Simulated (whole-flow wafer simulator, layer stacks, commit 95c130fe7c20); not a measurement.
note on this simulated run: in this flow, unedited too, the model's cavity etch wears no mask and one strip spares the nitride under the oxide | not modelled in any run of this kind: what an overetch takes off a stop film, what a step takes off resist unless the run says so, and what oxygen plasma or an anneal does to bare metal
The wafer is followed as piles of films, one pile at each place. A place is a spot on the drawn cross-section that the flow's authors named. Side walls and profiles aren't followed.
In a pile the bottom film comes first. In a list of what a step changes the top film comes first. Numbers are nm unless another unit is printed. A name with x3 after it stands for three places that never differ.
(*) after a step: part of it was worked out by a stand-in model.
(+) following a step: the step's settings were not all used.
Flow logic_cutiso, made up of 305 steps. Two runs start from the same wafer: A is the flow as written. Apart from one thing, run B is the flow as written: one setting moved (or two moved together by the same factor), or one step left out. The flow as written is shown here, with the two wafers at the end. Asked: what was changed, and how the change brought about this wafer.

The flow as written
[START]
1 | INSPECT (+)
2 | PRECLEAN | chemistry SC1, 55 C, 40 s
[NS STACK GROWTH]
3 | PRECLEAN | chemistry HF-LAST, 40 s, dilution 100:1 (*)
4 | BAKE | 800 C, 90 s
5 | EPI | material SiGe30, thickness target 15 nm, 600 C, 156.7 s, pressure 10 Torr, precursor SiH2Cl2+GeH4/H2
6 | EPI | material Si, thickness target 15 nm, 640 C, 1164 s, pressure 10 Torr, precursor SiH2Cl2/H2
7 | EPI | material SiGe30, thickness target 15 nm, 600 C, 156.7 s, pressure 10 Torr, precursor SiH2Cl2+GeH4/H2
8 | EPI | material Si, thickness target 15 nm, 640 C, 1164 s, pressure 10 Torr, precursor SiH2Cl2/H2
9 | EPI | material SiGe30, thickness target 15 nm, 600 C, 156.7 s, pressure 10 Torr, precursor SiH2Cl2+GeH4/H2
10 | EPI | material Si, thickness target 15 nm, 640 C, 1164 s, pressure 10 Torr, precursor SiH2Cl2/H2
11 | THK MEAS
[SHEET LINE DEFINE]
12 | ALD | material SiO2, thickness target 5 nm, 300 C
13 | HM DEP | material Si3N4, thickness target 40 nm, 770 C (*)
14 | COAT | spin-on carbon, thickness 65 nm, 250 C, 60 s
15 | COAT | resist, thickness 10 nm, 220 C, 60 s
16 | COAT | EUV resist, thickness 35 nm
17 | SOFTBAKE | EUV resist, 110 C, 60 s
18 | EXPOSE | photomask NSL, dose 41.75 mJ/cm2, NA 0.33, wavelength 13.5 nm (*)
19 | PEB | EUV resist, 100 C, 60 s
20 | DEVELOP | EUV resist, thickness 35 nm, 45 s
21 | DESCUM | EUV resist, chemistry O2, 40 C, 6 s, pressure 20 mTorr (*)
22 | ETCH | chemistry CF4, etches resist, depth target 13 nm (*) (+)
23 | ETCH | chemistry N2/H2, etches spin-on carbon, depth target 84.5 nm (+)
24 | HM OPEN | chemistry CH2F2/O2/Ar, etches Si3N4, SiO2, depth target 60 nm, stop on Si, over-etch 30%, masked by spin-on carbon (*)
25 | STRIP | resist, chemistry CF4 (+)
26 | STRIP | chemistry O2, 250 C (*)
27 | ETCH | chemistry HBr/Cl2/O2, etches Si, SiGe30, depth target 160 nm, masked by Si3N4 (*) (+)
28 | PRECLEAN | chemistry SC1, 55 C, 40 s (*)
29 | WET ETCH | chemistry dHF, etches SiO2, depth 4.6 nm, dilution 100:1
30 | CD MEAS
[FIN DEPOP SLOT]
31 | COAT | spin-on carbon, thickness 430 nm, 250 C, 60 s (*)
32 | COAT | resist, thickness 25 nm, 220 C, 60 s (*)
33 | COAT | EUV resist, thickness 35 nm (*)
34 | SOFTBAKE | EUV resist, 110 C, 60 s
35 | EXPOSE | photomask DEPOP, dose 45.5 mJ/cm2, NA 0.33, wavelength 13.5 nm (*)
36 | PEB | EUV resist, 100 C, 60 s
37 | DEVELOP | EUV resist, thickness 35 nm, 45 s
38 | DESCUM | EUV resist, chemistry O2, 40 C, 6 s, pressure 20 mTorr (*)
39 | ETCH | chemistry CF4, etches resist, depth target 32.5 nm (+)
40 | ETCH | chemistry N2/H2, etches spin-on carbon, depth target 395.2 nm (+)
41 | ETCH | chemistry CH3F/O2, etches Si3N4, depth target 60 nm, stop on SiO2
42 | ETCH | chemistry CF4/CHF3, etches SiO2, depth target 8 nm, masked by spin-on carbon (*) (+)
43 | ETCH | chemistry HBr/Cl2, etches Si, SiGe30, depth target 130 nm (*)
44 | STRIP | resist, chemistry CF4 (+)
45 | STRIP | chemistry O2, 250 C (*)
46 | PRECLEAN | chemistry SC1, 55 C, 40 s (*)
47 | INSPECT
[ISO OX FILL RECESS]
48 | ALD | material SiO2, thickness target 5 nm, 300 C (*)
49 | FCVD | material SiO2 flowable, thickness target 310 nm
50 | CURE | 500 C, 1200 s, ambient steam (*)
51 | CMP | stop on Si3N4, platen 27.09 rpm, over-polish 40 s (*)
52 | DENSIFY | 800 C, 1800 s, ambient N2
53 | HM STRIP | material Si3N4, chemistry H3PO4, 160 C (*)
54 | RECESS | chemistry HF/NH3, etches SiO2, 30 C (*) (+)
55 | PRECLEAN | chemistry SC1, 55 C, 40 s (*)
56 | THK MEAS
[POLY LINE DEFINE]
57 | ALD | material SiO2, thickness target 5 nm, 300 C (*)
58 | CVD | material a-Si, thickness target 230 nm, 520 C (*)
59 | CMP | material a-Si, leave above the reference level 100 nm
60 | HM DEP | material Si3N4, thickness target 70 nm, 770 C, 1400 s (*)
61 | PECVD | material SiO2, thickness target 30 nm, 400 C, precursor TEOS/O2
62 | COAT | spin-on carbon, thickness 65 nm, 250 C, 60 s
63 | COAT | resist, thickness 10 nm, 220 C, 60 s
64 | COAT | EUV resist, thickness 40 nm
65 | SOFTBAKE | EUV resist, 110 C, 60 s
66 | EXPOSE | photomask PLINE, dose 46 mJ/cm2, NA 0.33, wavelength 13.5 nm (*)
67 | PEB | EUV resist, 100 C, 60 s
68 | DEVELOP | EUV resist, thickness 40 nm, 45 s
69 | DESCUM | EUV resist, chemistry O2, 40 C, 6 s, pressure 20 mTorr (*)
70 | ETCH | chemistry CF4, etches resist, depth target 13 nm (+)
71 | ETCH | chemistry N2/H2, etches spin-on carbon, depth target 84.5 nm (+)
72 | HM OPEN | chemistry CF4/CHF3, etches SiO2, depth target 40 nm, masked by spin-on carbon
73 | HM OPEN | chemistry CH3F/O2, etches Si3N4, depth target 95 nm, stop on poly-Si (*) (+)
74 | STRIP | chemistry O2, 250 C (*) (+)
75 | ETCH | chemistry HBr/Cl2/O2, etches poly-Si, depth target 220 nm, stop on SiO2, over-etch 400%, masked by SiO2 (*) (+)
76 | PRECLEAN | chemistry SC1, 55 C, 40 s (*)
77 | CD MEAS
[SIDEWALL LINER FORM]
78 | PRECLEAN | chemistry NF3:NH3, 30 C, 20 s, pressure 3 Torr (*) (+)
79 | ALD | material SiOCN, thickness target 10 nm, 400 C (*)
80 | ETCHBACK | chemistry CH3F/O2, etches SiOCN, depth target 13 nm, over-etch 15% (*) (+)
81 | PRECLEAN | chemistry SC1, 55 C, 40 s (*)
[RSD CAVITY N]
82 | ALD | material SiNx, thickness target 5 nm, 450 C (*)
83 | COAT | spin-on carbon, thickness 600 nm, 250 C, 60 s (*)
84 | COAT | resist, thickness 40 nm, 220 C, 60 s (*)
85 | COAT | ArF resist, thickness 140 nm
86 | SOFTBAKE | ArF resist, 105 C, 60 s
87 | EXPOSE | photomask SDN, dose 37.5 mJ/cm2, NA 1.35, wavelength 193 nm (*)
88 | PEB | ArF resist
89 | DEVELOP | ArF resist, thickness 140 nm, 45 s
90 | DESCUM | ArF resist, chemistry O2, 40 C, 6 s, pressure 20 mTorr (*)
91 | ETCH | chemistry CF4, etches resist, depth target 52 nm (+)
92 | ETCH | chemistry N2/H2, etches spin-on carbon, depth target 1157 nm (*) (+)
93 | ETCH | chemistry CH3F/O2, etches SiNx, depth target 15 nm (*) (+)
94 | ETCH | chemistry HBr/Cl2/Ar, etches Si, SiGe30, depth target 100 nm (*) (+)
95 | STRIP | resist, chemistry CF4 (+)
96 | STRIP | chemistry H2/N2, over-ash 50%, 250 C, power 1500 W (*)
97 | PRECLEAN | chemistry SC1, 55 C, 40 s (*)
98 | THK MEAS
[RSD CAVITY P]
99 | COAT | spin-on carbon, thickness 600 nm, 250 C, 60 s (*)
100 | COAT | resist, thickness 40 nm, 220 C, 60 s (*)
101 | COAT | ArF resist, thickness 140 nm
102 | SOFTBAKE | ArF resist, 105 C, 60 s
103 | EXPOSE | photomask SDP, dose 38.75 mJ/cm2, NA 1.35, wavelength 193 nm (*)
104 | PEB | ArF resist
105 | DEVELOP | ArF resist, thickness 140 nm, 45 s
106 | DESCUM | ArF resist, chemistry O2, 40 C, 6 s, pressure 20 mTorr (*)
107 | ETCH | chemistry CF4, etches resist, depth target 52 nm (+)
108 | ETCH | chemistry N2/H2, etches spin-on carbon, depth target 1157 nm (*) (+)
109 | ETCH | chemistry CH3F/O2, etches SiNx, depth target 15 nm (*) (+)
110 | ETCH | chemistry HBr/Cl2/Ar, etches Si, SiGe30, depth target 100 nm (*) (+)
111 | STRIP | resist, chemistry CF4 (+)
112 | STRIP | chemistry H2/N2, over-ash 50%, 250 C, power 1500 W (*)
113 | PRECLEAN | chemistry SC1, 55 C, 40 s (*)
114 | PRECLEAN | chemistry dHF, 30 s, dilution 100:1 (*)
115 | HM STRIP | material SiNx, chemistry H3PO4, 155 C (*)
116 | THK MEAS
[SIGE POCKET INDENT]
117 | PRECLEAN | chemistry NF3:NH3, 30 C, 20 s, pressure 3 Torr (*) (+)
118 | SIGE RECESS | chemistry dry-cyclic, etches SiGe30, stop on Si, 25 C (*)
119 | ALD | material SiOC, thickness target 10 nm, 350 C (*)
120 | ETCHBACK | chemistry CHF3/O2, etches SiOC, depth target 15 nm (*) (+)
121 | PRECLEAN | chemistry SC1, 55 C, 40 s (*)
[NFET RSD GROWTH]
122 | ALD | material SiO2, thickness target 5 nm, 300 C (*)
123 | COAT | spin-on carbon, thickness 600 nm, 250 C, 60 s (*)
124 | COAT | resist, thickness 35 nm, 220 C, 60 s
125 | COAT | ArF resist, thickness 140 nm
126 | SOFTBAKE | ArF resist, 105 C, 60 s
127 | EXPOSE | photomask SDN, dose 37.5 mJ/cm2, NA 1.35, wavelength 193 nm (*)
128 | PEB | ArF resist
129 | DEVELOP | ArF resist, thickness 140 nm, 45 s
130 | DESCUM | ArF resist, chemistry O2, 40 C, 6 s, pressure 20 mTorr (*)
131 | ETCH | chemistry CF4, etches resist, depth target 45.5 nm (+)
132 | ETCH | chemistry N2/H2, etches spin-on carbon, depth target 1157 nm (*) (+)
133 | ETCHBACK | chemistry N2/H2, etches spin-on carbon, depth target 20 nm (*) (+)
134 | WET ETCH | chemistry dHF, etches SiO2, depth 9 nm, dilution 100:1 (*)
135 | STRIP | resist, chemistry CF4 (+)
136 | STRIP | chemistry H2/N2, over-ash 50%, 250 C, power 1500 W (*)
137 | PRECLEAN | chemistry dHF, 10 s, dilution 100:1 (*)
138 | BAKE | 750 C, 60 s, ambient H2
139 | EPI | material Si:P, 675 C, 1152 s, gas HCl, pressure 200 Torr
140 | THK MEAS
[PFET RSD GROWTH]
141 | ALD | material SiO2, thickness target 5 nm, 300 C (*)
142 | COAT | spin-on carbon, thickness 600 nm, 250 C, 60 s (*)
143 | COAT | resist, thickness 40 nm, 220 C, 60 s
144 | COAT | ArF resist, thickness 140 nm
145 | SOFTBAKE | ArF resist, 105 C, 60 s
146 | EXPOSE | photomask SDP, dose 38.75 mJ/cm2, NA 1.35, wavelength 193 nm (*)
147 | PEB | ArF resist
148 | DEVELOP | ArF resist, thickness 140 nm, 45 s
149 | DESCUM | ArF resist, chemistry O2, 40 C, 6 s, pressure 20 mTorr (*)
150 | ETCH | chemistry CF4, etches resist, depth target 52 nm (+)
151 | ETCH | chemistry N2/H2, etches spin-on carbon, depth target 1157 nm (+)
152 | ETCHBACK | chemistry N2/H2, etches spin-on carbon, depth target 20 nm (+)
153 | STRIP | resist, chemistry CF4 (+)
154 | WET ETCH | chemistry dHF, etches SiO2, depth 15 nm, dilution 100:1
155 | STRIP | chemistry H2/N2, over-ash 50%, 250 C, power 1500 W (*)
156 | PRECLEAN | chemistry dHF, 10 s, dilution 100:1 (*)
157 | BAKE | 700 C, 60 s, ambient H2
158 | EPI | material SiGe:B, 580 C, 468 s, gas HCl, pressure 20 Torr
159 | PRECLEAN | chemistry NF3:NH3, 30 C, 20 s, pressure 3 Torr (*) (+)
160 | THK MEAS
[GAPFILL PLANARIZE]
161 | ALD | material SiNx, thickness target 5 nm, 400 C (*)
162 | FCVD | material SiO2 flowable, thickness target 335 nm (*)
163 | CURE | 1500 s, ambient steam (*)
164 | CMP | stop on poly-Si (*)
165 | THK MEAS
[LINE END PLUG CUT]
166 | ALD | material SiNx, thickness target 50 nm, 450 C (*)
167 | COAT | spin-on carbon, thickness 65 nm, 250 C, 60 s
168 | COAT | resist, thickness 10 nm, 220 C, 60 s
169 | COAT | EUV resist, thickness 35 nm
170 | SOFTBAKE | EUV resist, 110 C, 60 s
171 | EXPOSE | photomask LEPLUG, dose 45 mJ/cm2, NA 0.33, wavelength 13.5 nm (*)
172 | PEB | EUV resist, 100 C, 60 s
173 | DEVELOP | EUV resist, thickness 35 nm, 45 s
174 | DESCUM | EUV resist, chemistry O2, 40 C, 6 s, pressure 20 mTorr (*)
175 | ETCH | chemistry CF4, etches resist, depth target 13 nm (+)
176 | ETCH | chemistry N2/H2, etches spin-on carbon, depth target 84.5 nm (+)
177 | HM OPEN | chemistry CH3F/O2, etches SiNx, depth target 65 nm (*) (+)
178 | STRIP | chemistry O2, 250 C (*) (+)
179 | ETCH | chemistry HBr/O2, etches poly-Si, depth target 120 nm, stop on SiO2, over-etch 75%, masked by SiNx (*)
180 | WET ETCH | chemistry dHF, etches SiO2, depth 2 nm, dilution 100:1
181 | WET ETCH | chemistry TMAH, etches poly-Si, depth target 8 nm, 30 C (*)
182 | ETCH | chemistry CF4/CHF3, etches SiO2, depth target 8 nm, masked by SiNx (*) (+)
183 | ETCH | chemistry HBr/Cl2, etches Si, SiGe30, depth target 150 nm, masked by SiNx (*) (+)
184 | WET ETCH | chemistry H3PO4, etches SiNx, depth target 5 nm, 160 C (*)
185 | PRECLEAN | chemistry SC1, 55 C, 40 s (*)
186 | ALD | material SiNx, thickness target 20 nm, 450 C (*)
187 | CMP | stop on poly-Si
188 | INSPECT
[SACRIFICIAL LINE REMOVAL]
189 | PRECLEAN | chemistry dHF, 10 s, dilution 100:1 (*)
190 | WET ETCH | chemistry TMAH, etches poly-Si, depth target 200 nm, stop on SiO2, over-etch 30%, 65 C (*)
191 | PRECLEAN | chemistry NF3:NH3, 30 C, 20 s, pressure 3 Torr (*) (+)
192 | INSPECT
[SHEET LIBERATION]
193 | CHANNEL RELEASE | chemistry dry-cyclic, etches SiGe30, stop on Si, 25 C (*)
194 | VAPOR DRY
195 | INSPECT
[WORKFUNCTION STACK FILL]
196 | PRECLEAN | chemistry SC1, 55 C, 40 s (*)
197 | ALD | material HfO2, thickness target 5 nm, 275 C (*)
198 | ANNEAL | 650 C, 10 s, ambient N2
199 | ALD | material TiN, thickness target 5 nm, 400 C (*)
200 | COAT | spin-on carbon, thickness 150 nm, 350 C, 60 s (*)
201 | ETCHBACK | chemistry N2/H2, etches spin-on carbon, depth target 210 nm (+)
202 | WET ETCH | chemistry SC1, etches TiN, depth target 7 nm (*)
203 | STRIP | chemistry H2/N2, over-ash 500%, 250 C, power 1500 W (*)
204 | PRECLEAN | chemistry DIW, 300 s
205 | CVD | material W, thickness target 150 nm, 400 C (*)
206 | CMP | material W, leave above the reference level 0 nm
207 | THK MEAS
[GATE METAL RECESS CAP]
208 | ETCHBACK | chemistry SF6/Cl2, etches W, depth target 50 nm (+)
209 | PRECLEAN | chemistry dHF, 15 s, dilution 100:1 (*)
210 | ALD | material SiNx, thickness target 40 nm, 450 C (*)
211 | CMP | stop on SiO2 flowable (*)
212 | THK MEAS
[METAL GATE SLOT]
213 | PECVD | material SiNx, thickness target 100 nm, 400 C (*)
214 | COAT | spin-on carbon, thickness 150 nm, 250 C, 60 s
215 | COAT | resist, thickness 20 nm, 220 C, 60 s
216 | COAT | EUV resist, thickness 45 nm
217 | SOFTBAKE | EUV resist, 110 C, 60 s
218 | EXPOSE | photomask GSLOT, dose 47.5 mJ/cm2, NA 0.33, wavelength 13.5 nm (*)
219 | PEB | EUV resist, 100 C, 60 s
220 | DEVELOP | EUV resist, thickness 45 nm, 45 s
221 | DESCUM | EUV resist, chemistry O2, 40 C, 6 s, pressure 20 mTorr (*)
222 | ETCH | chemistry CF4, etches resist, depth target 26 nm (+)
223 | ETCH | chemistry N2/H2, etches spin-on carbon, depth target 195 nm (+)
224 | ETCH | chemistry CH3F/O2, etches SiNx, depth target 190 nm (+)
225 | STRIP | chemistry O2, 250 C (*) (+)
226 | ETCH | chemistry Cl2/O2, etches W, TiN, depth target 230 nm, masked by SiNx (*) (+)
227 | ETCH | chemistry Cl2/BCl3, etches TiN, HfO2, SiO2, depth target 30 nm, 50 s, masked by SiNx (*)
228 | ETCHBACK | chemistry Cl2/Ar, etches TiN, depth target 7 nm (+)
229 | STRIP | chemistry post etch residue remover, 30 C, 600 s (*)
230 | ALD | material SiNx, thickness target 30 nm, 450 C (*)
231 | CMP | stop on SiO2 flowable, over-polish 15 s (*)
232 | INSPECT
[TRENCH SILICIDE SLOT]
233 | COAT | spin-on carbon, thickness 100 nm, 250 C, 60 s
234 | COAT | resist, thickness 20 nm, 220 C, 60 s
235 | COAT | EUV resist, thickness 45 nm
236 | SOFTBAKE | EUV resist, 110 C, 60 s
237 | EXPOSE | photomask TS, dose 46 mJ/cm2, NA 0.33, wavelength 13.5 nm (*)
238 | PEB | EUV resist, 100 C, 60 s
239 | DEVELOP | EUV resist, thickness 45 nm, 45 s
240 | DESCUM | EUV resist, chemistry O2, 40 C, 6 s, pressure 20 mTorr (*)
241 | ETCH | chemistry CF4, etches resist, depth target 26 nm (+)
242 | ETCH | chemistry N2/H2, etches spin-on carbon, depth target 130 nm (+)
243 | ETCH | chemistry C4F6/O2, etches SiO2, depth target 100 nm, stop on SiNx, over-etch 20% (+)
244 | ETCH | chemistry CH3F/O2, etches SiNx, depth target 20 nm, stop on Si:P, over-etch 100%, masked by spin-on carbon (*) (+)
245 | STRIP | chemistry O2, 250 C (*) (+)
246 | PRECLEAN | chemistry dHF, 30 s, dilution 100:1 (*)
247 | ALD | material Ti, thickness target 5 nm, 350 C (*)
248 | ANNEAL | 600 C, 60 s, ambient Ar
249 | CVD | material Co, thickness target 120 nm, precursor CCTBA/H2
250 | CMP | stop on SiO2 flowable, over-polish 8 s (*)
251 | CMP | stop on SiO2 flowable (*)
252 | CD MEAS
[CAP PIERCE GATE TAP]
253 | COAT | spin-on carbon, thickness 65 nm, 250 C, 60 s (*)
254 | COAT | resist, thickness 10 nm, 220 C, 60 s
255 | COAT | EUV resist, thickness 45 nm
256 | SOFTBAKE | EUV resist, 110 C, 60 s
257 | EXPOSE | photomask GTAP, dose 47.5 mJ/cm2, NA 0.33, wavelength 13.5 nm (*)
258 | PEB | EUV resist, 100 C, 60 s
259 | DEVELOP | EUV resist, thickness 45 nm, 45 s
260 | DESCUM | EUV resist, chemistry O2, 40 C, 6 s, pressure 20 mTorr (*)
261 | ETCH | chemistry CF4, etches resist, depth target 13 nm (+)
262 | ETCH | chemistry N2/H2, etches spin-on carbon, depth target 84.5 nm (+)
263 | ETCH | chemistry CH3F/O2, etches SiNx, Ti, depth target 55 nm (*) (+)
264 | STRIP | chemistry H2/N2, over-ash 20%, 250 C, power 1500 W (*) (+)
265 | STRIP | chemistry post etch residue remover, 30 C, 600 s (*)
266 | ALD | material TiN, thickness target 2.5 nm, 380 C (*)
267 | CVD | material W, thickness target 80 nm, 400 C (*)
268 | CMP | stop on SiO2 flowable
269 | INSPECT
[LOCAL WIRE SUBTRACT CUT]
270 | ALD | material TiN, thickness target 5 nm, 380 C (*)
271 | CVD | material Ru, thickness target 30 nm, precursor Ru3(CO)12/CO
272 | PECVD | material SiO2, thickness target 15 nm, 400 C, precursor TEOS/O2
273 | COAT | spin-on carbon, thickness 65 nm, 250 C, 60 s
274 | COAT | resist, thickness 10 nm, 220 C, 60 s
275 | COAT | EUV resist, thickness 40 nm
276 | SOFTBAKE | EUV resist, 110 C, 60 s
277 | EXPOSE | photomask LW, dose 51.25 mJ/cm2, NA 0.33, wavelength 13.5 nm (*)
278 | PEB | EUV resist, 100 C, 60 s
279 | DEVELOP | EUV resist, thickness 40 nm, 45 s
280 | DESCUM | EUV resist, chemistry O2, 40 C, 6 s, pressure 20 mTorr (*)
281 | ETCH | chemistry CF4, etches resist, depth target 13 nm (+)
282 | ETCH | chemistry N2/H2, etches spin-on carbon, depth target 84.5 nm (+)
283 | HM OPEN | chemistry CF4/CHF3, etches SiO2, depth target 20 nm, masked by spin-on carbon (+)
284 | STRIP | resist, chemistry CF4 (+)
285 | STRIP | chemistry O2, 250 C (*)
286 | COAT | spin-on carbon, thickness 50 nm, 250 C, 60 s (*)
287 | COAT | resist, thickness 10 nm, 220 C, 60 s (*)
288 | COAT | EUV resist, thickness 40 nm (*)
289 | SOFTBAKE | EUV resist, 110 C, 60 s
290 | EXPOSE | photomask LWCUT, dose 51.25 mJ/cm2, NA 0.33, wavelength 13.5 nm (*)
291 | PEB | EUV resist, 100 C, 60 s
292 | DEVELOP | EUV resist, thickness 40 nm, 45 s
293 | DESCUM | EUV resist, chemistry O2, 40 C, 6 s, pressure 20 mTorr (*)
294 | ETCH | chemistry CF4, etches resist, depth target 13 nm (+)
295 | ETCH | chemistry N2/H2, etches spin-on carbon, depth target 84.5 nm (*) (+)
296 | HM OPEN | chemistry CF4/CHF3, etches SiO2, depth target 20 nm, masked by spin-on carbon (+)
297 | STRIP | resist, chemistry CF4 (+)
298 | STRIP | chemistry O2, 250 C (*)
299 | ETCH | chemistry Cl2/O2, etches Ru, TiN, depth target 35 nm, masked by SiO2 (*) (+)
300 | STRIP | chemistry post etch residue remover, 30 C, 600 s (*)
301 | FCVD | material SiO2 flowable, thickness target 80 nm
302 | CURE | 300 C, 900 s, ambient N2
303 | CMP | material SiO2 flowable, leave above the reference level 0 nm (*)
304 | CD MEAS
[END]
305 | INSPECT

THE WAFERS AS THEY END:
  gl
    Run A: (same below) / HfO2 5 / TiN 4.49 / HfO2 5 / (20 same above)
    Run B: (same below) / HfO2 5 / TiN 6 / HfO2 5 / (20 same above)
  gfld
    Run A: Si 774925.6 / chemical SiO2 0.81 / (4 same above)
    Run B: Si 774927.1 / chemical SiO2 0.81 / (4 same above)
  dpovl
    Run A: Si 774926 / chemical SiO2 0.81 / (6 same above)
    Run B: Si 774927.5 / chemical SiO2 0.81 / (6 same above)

Cause: step 5, EPI: thickness target 16.5 nm was run, while the flow as written has thickness target 15 nm; step 5, EPI: 172.4 s was run, where the flow has 156.7 s.

How this came from the change, step by step:
  5 | EPI | material SiGe30, thickness target 15 nm, 600 C, 156.7 s, pressure 10 Torr, precursor SiH2Cl2+GeH4/H2
      depop, dpovl, gfld and 19 more: A SiGe30 gains 15 (new film) | B SiGe30 gains 16.5 (new film)
  27 | ETCH | chemistry HBr/Cl2/O2, etches Si, SiGe30, depth target 160 nm, masked by Si3N4 (*) (+)
      gfld, gxf, iso, lnri: A chemical SiO2 loses 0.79 (all of it), Si loses 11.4 (all of it), SiGe30 loses 15 (all of it), Si loses 15 (all of it), SiGe30 loses 15 (all of it), Si loses 15 (all of it), SiGe30 loses 15 (all of it), Si loses 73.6 | B chemical SiO2 loses 0.79 (all of it), Si loses 11.4 (all of it), SiGe30 loses 15 (all of it), Si loses 15 (all of it), SiGe30 loses 15 (all of it), Si loses 15 (all of it), SiGe30 loses 16.5 (all of it), Si loses 72.1
      dpovl, nsgap: A chemical SiO2 loses 0.79 (all of it), Si loses 11.8 (all of it), SiGe30 loses 15 (all of it), Si loses 15 (all of it), SiGe30 loses 15 (all of it), Si loses 15 (all of it), SiGe30 loses 15 (all of it), Si loses 73.2 | B chemical SiO2 loses 0.79 (all of it), Si loses 11.8 (all of it), SiGe30 loses 15 (all of it), Si loses 15 (all of it), SiGe30 loses 15 (all of it), Si loses 15 (all of it), SiGe30 loses 16.5 (all of it), Si loses 71.7
      (also at 1 further place)
  43 | ETCH | chemistry HBr/Cl2, etches Si, SiGe30, depth target 130 nm (*)
      depop: A Si loses 14 (all of it), SiGe30 loses 15 (all of it), Si loses 15 (all of it), SiGe30 loses 15 (all of it), Si loses 15 (all of it), SiGe30 loses 15 (all of it), Si loses 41 | B Si loses 14 (all of it), SiGe30 loses 15 (all of it), Si loses 15 (all of it), SiGe30 loses 15 (all of it), Si loses 15 (all of it), SiGe30 loses 16.5 (all of it), Si loses 39.5
  94 | ETCH | chemistry HBr/Cl2/Ar, etches Si, SiGe30, depth target 100 nm (*) (+)
      rsdn, rsdx: A chemical SiO2 loses 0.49 (all of it), Si loses 12.8 (all of it), SiGe30 loses 15 (all of it), Si loses 15 (all of it), SiGe30 loses 15 (all of it), Si loses 15 (all of it), SiGe30 loses 15 (all of it), Si loses 12.2 | B chemical SiO2 loses 0.49 (all of it), Si loses 12.8 (all of it), SiGe30 loses 15 (all of it), Si loses 15 (all of it), SiGe30 loses 15 (all of it), Si loses 15 (all of it), SiGe30 loses 16.5 (all of it), Si loses 10.7
  110 | ETCH | chemistry HBr/Cl2/Ar, etches Si, SiGe30, depth target 100 nm (*) (+)
      rsdp, rsdw: A chemical SiO2 loses 0.49 (all of it), Si loses 12.8 (all of it), SiGe30 loses 15 (all of it), Si loses 15 (all of it), SiGe30 loses 15 (all of it), Si loses 15 (all of it), SiGe30 loses 15 (all of it), Si loses 12.2 | B chemical SiO2 loses 0.49 (all of it), Si loses 12.8 (all of it), SiGe30 loses 15 (all of it), Si loses 15 (all of it), SiGe30 loses 15 (all of it), Si loses 15 (all of it), SiGe30 loses 16.5 (all of it), Si loses 10.7
  118 | SIGE RECESS | chemistry dry-cyclic, etches SiGe30, stop on Si, 25 C (*)
      lnr, lnrp, lnrt: A SiOCN loses 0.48, Si loses 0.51, cavity gains 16 (new film), SiGe30 loses 15 (all of it), Si loses 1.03, cavity gains 16 (new film), SiGe30 loses 15 (all of it), Si loses 1.03, cavity gains 16 (new film), SiGe30 loses 15 (all of it), Si loses 0.51 | B SiOCN loses 0.48, Si loses 0.51, cavity gains 16 (new film), SiGe30 loses 15 (all of it), Si loses 1.03, cavity gains 16 (new film), SiGe30 loses 15 (all of it), Si loses 1.03, cavity gains 17.5 (new film), SiGe30 loses 16.5 (all of it), Si loses 0.51
  119 | ALD | material SiOC, thickness target 10 nm, 350 C (*)
      lnr, lnrp, lnrt: A SiOC gains 10 (new film), SiOC gains 16 (new film), cavity loses 16 (all of it), SiOC gains 16 (new film), cavity loses 16 (all of it), SiOC gains 16 (new film), cavity loses 16 (all of it) | B SiOC gains 10 (new film), SiOC gains 16 (new film), cavity loses 16 (all of it), SiOC gains 16 (new film), cavity loses 16 (all of it), SiOC gains 17.5 (new film), cavity loses 17.5 (all of it)
  183 | ETCH | chemistry HBr/Cl2, etches Si, SiGe30, depth target 150 nm, masked by SiNx (*) (+)
      plug: A Si loses 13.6 (all of it), SiGe30 loses 15 (all of it), Si loses 15 (all of it), SiGe30 loses 15 (all of it), Si loses 15 (all of it), SiGe30 loses 15 (all of it), Si loses 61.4 | B Si loses 13.6 (all of it), SiGe30 loses 15 (all of it), Si loses 15 (all of it), SiGe30 loses 15 (all of it), Si loses 15 (all of it), SiGe30 loses 16.5 (all of it), Si loses 59.9
  193 | CHANNEL RELEASE | chemistry dry-cyclic, etches SiGe30, stop on Si, 25 C (*)
      gl, glp, gxn, gxp, ns, tap: A chemical SiO2 gains 0.8 (new film), Si loses 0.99, chemical SiO2 gains 0.8 (new film), cavity gains 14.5 (new film), chemical SiO2 gains 0.8 (new film), SiGe30 loses 15 (all of it), Si loses 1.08, chemical SiO2 gains 0.8 (new film), cavity gains 14.5 (new film), chemical SiO2 gains 0.8 (new film), SiGe30 loses 15 (all of it), Si loses 1.08, chemical SiO2 gains 0.8 (new film), cavity gains 14.5 (new film), chemical SiO2 gains 0.8 (new film), SiGe30 loses 15 (all of it), Si loses 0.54 | B chemical SiO2 gains 0.8 (new film), Si loses 0.99, chemical SiO2 gains 0.8 (new film), cavity gains 14.5 (new film), chemical SiO2 gains 0.8 (new film), SiGe30 loses 15 (all of it), Si loses 1.08, chemical SiO2 gains 0.8 (new film), cavity gains 14.5 (new film), chemical SiO2 gains 0.8 (new film), SiGe30 loses 15 (all of it), Si loses 1.08, chemical SiO2 gains 0.8 (new film), cavity gains 16 (new film), chemical SiO2 gains 0.8 (new film), SiGe30 loses 16.5 (all of it), Si loses 0.54
  199 | ALD | material TiN, thickness target 5 nm, 400 C (*)
      gl, glp, tap: A TiN gains 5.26 (new film), TiN gains 4.49 (new film), cavity loses 4.49 (all of it), TiN gains 4.49 (new film), cavity loses 4.49 (all of it), TiN gains 4.49 (new film), cavity loses 4.49 (all of it) | B TiN gains 5.26 (new film), TiN gains 4.49 (new film), cavity loses 4.49 (all of it), TiN gains 4.49 (new film), cavity loses 4.49 (all of it), TiN gains 6 (new film), cavity loses 6 (all of it)
      gxn, gxp, ns: A TiN gains 5 (new film), TiN gains 4.49 (new film), cavity loses 4.49 (all of it), TiN gains 4.49 (new film), cavity loses 4.49 (all of it), TiN gains 4.49 (new film), cavity loses 4.49 (all of it) | B TiN gains 5 (new film), TiN gains 4.49 (new film), cavity loses 4.49 (all of it), TiN gains 4.49 (new film), cavity loses 4.49 (all of it), TiN gains 6 (new film), cavity loses 6 (all of it)
